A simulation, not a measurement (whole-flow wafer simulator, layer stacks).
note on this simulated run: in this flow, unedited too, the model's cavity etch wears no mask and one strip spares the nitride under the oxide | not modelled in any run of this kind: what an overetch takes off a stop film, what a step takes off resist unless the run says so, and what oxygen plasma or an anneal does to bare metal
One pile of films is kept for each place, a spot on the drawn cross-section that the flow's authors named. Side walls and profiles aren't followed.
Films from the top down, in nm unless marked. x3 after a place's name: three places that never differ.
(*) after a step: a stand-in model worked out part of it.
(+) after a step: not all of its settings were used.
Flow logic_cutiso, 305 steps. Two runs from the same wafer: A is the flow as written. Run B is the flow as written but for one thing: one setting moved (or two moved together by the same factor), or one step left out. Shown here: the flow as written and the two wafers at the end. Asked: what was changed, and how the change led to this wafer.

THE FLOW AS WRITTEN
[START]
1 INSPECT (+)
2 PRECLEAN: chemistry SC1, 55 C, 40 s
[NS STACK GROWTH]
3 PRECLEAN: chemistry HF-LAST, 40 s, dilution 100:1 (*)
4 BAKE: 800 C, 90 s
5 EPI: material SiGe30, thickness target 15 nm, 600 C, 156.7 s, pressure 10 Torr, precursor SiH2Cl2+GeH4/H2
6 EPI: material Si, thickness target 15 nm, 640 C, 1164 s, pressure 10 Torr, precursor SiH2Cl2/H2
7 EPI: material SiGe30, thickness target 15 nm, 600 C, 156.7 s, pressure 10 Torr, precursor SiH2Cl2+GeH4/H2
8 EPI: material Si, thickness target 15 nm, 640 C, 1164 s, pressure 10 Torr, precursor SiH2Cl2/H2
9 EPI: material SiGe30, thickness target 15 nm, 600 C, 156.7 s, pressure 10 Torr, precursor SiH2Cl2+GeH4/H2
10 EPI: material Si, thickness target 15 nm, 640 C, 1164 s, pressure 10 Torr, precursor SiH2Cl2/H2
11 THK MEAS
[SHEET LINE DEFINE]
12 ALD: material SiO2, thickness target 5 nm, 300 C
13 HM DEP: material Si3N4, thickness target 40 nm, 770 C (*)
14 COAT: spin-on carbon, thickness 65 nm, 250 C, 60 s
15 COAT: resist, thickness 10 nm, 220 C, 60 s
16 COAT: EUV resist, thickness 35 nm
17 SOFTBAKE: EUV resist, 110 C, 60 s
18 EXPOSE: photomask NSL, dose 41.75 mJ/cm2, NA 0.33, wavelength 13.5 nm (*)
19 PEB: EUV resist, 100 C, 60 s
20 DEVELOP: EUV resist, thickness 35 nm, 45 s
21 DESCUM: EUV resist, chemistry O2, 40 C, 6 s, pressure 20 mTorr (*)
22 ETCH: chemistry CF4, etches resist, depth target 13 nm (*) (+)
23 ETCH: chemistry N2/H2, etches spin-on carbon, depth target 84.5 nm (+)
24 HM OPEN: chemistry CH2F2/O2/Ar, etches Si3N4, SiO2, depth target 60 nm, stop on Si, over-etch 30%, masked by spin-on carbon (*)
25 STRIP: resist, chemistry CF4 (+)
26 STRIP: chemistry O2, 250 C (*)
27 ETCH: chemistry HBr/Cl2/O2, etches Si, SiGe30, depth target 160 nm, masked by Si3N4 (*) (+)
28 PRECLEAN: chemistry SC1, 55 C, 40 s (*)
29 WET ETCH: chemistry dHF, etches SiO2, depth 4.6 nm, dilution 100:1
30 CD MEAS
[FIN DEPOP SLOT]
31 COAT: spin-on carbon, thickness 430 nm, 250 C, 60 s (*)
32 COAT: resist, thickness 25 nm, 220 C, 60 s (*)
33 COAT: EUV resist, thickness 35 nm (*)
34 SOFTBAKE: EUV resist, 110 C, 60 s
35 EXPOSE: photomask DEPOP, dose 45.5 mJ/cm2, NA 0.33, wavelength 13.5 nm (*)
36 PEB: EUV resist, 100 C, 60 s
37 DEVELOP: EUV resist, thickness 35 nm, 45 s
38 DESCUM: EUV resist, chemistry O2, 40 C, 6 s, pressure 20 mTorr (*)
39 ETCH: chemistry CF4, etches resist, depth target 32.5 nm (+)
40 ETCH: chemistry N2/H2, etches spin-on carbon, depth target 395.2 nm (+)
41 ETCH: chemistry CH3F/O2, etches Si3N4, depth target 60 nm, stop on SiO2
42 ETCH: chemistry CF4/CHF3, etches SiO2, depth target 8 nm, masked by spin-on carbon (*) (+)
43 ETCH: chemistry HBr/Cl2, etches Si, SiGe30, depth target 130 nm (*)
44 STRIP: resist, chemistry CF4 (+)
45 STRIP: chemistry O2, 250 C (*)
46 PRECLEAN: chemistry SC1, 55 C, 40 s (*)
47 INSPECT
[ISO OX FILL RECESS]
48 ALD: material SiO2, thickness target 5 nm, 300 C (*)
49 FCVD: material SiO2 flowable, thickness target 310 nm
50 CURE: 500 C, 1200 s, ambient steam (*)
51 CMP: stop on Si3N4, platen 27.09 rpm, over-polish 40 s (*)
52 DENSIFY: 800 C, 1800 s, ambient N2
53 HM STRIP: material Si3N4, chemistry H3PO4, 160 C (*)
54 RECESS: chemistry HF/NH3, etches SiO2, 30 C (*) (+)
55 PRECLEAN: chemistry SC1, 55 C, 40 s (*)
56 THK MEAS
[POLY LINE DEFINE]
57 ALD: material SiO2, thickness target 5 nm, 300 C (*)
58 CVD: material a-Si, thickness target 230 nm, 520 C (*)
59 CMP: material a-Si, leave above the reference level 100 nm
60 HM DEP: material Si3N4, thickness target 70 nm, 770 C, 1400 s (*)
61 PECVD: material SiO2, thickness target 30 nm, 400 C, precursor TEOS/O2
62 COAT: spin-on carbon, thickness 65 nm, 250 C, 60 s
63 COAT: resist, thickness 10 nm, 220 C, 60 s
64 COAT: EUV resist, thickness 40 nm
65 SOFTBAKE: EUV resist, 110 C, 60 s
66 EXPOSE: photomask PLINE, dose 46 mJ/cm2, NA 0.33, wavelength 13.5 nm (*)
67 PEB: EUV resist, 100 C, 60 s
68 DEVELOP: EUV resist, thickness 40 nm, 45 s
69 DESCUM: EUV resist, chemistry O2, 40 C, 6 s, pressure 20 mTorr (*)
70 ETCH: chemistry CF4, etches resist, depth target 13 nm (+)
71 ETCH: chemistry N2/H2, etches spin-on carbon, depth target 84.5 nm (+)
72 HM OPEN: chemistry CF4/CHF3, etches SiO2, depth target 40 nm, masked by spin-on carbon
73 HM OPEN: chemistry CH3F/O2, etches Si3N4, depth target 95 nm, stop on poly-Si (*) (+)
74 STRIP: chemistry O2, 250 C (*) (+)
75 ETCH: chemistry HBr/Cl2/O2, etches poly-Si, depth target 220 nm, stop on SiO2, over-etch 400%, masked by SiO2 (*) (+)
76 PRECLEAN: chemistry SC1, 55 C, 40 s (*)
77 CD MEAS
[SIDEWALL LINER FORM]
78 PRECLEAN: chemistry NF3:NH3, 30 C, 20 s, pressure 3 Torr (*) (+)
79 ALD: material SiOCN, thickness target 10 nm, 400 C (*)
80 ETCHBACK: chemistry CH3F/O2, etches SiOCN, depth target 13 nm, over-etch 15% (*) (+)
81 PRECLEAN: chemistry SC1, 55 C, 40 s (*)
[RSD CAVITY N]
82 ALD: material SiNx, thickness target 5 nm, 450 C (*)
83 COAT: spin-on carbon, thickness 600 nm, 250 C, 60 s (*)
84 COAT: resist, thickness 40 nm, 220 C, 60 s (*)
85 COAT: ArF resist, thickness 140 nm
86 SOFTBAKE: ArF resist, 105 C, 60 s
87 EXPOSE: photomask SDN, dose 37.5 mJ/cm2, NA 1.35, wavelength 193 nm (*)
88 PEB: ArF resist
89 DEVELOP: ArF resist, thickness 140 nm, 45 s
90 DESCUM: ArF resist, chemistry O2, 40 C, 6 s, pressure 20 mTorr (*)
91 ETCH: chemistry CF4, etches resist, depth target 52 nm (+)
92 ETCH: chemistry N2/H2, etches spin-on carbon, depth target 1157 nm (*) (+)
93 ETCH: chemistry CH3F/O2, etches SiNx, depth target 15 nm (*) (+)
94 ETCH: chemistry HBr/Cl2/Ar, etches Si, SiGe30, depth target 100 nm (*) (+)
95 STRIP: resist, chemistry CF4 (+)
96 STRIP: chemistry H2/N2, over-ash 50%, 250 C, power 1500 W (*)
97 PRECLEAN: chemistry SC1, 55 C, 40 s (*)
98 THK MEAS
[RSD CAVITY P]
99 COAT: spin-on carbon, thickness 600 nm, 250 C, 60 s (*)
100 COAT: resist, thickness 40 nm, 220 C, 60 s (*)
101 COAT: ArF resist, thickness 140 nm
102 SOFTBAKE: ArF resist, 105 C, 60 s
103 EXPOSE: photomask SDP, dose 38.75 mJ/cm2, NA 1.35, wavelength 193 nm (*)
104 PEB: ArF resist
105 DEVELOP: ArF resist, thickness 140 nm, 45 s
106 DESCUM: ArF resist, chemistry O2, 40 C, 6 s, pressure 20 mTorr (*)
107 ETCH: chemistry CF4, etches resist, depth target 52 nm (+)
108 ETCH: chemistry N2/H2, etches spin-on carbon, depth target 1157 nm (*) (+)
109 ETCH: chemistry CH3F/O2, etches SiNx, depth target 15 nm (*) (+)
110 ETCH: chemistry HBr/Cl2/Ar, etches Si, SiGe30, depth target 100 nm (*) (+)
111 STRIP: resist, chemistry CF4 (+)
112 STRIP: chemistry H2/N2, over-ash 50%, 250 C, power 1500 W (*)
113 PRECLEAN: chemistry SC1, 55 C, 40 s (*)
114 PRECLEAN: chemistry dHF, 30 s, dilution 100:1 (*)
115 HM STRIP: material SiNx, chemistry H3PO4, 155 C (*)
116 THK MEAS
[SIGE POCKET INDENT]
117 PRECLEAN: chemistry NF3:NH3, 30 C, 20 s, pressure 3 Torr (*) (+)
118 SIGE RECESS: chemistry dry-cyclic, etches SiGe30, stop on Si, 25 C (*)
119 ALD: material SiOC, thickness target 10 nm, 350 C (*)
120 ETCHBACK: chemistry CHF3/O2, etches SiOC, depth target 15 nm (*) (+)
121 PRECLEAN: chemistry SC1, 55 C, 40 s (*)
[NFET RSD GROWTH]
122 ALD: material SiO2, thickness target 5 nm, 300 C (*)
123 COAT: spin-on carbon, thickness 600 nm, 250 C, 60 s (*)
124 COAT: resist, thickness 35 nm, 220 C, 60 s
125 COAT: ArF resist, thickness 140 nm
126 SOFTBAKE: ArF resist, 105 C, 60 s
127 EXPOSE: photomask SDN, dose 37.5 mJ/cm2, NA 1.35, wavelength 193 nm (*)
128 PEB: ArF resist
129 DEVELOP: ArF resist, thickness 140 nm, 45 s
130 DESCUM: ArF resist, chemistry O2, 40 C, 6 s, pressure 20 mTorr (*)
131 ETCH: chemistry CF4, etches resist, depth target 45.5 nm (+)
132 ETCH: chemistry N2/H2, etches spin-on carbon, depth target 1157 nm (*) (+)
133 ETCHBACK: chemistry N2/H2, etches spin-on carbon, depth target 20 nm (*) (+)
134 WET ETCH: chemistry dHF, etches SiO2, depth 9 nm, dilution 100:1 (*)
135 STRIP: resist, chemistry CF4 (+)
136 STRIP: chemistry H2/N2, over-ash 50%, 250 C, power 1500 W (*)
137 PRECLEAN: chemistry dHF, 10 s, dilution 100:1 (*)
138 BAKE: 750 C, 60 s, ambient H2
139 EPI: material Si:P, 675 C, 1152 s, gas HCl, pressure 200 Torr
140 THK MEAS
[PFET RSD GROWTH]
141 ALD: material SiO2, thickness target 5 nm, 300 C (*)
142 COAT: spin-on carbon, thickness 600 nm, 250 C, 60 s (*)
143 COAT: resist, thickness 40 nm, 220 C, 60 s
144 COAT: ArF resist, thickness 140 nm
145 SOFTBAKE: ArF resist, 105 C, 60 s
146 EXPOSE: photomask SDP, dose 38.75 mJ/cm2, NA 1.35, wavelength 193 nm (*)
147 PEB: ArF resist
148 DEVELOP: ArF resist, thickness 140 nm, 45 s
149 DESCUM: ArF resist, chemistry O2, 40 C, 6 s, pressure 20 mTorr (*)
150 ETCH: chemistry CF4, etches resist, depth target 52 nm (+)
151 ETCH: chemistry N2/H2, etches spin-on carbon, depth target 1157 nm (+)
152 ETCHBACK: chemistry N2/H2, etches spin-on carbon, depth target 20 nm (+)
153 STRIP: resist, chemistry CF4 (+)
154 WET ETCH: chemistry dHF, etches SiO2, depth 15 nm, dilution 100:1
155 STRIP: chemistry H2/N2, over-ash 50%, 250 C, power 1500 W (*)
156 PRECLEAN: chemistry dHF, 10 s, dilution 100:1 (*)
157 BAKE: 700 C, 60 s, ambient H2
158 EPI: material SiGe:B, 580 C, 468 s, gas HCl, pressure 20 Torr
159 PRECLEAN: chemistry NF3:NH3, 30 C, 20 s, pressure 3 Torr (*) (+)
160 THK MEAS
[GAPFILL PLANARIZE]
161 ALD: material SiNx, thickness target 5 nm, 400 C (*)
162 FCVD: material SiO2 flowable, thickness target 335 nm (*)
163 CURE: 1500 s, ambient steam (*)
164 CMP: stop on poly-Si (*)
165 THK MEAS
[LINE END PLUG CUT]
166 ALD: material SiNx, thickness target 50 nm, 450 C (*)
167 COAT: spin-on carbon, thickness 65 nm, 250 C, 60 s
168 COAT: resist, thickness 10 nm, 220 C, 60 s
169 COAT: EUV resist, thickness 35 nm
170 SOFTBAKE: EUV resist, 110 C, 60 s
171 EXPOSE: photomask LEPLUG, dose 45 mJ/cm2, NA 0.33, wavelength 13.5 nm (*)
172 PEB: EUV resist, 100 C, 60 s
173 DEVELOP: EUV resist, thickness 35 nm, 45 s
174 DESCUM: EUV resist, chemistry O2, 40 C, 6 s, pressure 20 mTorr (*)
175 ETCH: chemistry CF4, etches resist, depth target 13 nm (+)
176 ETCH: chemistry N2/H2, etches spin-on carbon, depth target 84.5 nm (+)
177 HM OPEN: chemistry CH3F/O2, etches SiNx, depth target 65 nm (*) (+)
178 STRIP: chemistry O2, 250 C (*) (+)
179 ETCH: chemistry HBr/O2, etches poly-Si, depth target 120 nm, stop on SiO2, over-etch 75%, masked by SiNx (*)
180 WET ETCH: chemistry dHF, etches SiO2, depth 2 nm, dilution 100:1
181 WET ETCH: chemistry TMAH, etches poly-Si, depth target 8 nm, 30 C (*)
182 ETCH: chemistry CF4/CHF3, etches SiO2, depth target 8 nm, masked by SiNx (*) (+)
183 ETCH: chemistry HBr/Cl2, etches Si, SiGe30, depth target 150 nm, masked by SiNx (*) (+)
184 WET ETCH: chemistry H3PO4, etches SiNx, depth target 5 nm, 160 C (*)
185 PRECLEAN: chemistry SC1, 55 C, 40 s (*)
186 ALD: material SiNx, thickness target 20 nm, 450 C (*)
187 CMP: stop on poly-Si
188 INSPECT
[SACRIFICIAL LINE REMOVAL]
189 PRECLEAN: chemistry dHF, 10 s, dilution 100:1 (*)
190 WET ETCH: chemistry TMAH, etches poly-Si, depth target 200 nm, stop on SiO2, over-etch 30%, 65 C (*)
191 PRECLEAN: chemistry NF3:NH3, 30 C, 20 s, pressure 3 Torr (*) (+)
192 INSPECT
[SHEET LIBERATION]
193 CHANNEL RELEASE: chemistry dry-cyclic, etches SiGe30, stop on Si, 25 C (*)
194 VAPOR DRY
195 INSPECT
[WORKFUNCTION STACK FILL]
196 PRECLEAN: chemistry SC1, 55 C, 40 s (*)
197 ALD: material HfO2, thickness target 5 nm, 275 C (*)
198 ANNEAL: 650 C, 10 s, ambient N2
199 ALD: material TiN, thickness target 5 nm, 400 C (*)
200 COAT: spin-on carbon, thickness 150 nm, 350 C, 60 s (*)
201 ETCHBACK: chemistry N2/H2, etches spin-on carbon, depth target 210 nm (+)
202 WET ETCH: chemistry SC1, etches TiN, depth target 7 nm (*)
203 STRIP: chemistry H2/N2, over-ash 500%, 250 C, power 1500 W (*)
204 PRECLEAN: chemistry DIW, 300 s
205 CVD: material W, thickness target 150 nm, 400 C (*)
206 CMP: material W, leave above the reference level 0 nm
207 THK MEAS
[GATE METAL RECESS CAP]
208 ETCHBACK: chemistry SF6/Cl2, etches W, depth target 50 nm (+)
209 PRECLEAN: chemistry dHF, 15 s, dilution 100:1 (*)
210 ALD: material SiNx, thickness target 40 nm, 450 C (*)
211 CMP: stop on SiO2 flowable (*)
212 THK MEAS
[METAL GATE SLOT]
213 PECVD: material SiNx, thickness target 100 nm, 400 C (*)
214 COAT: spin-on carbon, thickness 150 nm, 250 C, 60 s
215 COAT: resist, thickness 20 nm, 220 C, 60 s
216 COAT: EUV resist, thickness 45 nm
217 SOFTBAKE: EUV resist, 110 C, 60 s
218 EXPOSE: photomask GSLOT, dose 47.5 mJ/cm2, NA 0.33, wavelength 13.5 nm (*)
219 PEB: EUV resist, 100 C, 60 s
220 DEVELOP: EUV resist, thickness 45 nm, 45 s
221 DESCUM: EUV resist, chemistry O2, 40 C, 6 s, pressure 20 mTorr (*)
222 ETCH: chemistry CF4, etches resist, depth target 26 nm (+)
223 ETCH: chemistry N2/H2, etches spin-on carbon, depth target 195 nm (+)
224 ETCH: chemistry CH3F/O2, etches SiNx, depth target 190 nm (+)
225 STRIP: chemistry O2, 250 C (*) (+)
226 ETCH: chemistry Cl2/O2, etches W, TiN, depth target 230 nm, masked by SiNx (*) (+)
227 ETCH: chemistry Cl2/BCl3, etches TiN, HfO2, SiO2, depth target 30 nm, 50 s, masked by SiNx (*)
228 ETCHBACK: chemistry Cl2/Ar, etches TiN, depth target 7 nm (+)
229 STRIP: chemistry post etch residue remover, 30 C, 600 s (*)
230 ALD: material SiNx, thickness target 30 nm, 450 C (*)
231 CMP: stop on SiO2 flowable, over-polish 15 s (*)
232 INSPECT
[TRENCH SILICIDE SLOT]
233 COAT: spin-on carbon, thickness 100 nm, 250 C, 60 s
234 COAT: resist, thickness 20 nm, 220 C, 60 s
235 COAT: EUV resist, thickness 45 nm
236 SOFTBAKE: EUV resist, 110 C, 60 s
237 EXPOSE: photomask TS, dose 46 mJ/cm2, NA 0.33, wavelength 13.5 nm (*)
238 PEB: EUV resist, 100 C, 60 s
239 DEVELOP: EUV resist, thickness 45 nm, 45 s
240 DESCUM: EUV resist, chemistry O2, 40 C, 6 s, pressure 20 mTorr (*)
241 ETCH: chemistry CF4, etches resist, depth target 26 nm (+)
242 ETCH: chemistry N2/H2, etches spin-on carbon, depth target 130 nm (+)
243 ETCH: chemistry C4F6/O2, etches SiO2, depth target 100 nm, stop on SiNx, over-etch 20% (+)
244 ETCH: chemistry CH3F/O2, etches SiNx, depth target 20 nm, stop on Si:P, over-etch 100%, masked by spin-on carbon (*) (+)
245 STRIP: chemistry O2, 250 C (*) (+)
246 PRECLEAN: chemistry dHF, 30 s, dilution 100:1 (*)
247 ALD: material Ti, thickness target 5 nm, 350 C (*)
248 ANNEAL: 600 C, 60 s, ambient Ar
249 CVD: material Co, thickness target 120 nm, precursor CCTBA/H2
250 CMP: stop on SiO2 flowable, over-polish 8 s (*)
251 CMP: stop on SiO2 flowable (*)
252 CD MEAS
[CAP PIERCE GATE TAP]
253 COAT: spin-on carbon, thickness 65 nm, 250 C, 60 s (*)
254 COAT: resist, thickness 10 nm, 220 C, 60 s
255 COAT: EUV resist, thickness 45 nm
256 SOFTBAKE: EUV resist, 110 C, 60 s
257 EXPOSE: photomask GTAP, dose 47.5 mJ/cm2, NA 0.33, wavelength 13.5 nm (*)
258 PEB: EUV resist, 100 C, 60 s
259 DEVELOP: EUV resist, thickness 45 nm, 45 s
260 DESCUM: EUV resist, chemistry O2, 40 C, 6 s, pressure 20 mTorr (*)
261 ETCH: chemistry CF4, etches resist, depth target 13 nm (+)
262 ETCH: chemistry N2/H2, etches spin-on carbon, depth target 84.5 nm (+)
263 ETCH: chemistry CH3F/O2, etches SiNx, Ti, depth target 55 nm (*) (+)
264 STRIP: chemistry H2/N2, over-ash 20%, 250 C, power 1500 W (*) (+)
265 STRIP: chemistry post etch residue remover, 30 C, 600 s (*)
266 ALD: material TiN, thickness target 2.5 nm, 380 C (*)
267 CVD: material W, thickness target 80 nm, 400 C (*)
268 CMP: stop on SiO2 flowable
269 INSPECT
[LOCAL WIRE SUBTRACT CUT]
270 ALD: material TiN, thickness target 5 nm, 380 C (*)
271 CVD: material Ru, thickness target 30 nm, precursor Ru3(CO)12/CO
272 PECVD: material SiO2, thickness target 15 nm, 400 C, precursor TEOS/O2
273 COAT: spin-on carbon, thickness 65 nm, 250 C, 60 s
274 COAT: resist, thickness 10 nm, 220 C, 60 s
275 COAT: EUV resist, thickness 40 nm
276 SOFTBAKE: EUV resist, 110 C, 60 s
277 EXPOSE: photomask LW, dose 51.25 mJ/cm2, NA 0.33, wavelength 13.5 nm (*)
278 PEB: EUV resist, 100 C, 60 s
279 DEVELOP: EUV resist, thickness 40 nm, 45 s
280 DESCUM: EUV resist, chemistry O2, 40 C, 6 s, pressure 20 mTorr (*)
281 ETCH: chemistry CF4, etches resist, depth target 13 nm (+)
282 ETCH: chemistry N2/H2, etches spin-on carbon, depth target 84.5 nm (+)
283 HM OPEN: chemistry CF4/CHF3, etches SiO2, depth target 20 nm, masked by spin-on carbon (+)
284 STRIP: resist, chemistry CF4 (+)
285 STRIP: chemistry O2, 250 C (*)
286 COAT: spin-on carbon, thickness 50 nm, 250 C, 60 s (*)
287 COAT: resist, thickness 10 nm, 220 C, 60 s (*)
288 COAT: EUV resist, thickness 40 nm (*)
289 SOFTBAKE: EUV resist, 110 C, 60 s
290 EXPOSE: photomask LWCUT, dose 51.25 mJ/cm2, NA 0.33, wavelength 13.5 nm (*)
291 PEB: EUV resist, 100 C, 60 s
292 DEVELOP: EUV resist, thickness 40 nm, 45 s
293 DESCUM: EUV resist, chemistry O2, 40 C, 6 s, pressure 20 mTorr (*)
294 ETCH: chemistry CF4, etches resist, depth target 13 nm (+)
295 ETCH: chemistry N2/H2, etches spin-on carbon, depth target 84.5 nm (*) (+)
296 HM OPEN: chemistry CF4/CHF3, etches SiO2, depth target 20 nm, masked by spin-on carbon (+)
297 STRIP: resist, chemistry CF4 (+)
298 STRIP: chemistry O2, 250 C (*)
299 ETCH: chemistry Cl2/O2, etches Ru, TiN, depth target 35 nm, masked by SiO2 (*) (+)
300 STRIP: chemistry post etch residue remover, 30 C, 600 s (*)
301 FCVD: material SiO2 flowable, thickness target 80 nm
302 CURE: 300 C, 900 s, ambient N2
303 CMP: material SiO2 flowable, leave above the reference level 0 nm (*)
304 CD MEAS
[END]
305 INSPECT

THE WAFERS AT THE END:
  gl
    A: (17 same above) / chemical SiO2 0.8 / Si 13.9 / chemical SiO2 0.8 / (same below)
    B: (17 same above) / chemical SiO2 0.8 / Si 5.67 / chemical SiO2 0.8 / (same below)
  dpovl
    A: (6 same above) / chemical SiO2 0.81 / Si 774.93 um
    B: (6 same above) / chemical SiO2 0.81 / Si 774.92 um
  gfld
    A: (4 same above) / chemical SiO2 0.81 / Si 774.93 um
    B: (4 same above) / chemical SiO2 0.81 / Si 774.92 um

The cause: step 6, EPI: thickness target 6.8 nm was run, where the flow has thickness target 15 nm; step 6, EPI: 524 s was run, where the flow has 1164 s.

How the change led to this, step by step:
  6 EPI: material Si, thickness target 15 nm, 640 C, 1164 s, pressure 10 Torr, precursor SiH2Cl2/H2
      depop, dpovl, gfld and 19 more: A Si +15 (new film) | B Si +6.75 (new film)
  27 ETCH: chemistry HBr/Cl2/O2, etches Si, SiGe30, depth target 160 nm, masked by Si3N4 (*) (+)
      gfld, gxf, iso, lnri: A chemical SiO2 -0.79 (all of it), Si -11.4 (all of it), SiGe30 -15 (all of it), Si -15 (all of it), SiGe30 -15 (all of it), Si -15 (all of it), SiGe30 -15 (all of it), Si -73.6 | B chemical SiO2 -0.79 (all of it), Si -11.4 (all of it), SiGe30 -15 (all of it), Si -15 (all of it), SiGe30 -15 (all of it), Si -6.75 (all of it), SiGe30 -15 (all of it), Si -81.9
      dpovl, nsgap: A chemical SiO2 -0.79 (all of it), Si -11.8 (all of it), SiGe30 -15 (all of it), Si -15 (all of it), SiGe30 -15 (all of it), Si -15 (all of it), SiGe30 -15 (all of it), Si -73.2 | B chemical SiO2 -0.79 (all of it), Si -11.8 (all of it), SiGe30 -15 (all of it), Si -15 (all of it), SiGe30 -15 (all of it), Si -6.75 (all of it), SiGe30 -15 (all of it), Si -81.5
      (and at 1 more place)
  43 ETCH: chemistry HBr/Cl2, etches Si, SiGe30, depth target 130 nm (*)
      depop: A Si -14 (all of it), SiGe30 -15 (all of it), Si -15 (all of it), SiGe30 -15 (all of it), Si -15 (all of it), SiGe30 -15 (all of it), Si -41 | B Si -14 (all of it), SiGe30 -15 (all of it), Si -15 (all of it), SiGe30 -15 (all of it), Si -6.75 (all of it), SiGe30 -15 (all of it), Si -49.2
  94 ETCH: chemistry HBr/Cl2/Ar, etches Si, SiGe30, depth target 100 nm (*) (+)
      rsdn, rsdx: A chemical SiO2 -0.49 (all of it), Si -12.8 (all of it), SiGe30 -15 (all of it), Si -15 (all of it), SiGe30 -15 (all of it), Si -15 (all of it), SiGe30 -15 (all of it), Si -12.2 | B chemical SiO2 -0.49 (all of it), Si -12.8 (all of it), SiGe30 -15 (all of it), Si -15 (all of it), SiGe30 -15 (all of it), Si -6.75 (all of it), SiGe30 -15 (all of it), Si -20.4
  110 ETCH: chemistry HBr/Cl2/Ar, etches Si, SiGe30, depth target 100 nm (*) (+)
      rsdp, rsdw: A chemical SiO2 -0.49 (all of it), Si -12.8 (all of it), SiGe30 -15 (all of it), Si -15 (all of it), SiGe30 -15 (all of it), Si -15 (all of it), SiGe30 -15 (all of it), Si -12.2 | B chemical SiO2 -0.49 (all of it), Si -12.8 (all of it), SiGe30 -15 (all of it), Si -15 (all of it), SiGe30 -15 (all of it), Si -6.75 (all of it), SiGe30 -15 (all of it), Si -20.4
  183 ETCH: chemistry HBr/Cl2, etches Si, SiGe30, depth target 150 nm, masked by SiNx (*) (+)
      plug: A Si -13.6 (all of it), SiGe30 -15 (all of it), Si -15 (all of it), SiGe30 -15 (all of it), Si -15 (all of it), SiGe30 -15 (all of it), Si -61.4 | B Si -13.6 (all of it), SiGe30 -15 (all of it), Si -15 (all of it), SiGe30 -15 (all of it), Si -6.75 (all of it), SiGe30 -15 (all of it), Si -69.7
